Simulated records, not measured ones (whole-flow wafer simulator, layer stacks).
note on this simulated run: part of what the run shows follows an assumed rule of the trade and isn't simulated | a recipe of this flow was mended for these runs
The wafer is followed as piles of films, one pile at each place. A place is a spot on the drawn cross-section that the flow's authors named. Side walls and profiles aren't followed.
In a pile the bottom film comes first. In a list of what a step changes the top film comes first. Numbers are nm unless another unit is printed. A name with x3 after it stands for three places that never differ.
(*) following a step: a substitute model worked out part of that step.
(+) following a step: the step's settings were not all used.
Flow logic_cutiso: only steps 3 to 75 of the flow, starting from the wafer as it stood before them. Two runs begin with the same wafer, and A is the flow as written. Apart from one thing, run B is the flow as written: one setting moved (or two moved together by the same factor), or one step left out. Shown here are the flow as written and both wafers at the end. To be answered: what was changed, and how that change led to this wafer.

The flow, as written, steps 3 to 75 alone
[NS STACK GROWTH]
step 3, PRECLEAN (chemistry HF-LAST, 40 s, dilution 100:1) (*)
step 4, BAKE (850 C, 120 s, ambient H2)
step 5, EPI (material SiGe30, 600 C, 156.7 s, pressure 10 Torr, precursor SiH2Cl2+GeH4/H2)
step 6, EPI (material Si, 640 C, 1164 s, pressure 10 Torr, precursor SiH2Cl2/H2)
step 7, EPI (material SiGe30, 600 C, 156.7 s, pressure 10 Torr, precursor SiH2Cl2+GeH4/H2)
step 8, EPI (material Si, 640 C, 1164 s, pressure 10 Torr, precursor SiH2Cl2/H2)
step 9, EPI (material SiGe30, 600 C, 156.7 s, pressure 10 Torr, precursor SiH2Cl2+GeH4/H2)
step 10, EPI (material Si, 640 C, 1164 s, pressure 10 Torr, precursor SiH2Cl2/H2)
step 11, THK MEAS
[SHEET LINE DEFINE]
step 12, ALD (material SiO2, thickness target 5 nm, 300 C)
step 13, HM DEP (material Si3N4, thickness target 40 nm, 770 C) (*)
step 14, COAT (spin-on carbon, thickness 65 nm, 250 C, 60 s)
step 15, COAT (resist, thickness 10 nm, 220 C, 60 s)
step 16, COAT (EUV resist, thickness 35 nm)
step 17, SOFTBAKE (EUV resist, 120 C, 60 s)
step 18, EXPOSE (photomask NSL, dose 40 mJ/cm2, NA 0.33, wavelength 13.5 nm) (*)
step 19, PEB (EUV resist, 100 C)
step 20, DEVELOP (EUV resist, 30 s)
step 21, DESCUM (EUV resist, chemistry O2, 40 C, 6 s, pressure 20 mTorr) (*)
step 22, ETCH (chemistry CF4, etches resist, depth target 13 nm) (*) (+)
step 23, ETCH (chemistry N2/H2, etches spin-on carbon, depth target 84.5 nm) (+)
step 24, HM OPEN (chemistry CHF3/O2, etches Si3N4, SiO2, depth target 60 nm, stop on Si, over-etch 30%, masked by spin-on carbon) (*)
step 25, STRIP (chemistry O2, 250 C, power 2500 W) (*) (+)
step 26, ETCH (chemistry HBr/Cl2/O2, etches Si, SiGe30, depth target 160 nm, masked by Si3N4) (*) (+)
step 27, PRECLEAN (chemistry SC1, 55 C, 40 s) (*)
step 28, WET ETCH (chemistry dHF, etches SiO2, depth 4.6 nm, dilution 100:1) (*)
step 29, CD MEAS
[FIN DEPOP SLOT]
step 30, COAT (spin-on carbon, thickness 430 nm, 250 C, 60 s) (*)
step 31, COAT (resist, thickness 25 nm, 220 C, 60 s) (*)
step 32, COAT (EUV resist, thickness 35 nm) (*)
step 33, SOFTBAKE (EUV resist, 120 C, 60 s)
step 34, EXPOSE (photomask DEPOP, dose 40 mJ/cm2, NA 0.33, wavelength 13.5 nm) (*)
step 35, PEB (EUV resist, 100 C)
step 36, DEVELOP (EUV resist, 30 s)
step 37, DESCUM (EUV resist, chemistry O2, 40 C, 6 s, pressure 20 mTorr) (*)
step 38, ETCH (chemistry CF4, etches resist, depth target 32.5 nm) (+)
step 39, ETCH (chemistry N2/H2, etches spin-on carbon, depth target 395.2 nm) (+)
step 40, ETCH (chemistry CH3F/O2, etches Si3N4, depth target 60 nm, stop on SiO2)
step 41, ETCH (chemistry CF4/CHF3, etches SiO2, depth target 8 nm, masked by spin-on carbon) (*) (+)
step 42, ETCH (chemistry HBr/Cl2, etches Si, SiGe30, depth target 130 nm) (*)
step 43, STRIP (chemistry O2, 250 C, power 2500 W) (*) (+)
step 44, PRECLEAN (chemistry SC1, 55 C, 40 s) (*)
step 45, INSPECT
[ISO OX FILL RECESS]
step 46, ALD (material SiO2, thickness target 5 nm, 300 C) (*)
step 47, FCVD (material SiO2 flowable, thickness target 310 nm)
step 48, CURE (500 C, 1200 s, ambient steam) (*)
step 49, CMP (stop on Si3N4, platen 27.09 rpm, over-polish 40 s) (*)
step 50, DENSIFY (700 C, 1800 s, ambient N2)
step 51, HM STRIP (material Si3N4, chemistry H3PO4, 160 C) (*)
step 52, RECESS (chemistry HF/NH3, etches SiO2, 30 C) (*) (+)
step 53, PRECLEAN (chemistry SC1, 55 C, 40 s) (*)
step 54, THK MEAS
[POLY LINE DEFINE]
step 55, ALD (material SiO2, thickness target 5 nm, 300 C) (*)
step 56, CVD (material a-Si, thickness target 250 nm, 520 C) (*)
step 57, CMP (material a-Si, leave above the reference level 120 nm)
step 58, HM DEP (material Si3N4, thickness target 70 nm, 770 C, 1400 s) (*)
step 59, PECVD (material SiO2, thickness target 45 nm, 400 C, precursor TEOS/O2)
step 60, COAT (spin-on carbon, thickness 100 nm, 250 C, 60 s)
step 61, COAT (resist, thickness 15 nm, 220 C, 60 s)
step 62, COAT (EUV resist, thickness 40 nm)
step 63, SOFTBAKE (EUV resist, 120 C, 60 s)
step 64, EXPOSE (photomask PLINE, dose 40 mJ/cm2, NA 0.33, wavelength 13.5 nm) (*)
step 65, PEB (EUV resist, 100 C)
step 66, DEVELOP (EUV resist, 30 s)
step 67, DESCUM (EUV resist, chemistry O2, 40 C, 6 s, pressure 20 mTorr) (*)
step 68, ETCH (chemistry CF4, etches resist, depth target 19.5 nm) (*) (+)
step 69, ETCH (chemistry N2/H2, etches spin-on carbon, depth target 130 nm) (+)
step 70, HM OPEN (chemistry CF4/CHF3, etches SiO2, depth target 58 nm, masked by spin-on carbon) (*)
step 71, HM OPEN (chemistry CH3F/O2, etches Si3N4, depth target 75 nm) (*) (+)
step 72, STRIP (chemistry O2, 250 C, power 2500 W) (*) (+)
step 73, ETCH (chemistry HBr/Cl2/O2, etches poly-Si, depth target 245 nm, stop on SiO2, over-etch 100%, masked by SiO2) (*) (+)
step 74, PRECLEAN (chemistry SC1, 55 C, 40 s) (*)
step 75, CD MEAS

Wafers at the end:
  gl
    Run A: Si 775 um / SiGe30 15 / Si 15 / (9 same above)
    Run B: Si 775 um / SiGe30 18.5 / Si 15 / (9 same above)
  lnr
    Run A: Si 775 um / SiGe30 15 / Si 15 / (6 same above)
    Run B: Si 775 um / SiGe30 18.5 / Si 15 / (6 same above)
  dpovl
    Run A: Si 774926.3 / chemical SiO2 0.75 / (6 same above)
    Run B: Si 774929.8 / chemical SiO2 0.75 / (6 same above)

The reason: step 5, EPI: 612 C was run, though the flow has 600 C.

Step by step, how the change led to this:
  step 5, EPI (material SiGe30, 600 C, 156.7 s, pressure 10 Torr, precursor SiH2Cl2+GeH4/H2)
      depop, dpovl, gfld and 19 more: A +15 SiGe30 (new film) | B +18.5 SiGe30 (new film)
  step 26, ETCH (chemistry HBr/Cl2/O2, etches Si, SiGe30, depth target 160 nm, masked by Si3N4) (*) (+)
      dpovl, gfld, gxf, iso, isow, lnri, nsgap: A -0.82 chemical SiO2 (all of it), -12 Si (all of it), -15 SiGe30 (all of it), -15 Si (all of it), -15 SiGe30 (all of it), -15 Si (all of it), -15 SiGe30 (all of it), -73 Si | B -0.82 chemical SiO2 (all of it), -12 Si (all of it), -15 SiGe30 (all of it), -15 Si (all of it), -15 SiGe30 (all of it), -15 Si (all of it), -18.5 SiGe30 (all of it), -69.5 Si
  step 42, ETCH (chemistry HBr/Cl2, etches Si, SiGe30, depth target 130 nm) (*)
      depop: A -13.8 Si (all of it), -15 SiGe30 (all of it), -15 Si (all of it), -15 SiGe30 (all of it), -15 Si (all of it), -15 SiGe30 (all of it), -41.2 Si | B -13.8 Si (all of it), -15 SiGe30 (all of it), -15 Si (all of it), -15 SiGe30 (all of it), -15 Si (all of it), -18.5 SiGe30 (all of it), -37.7 Si
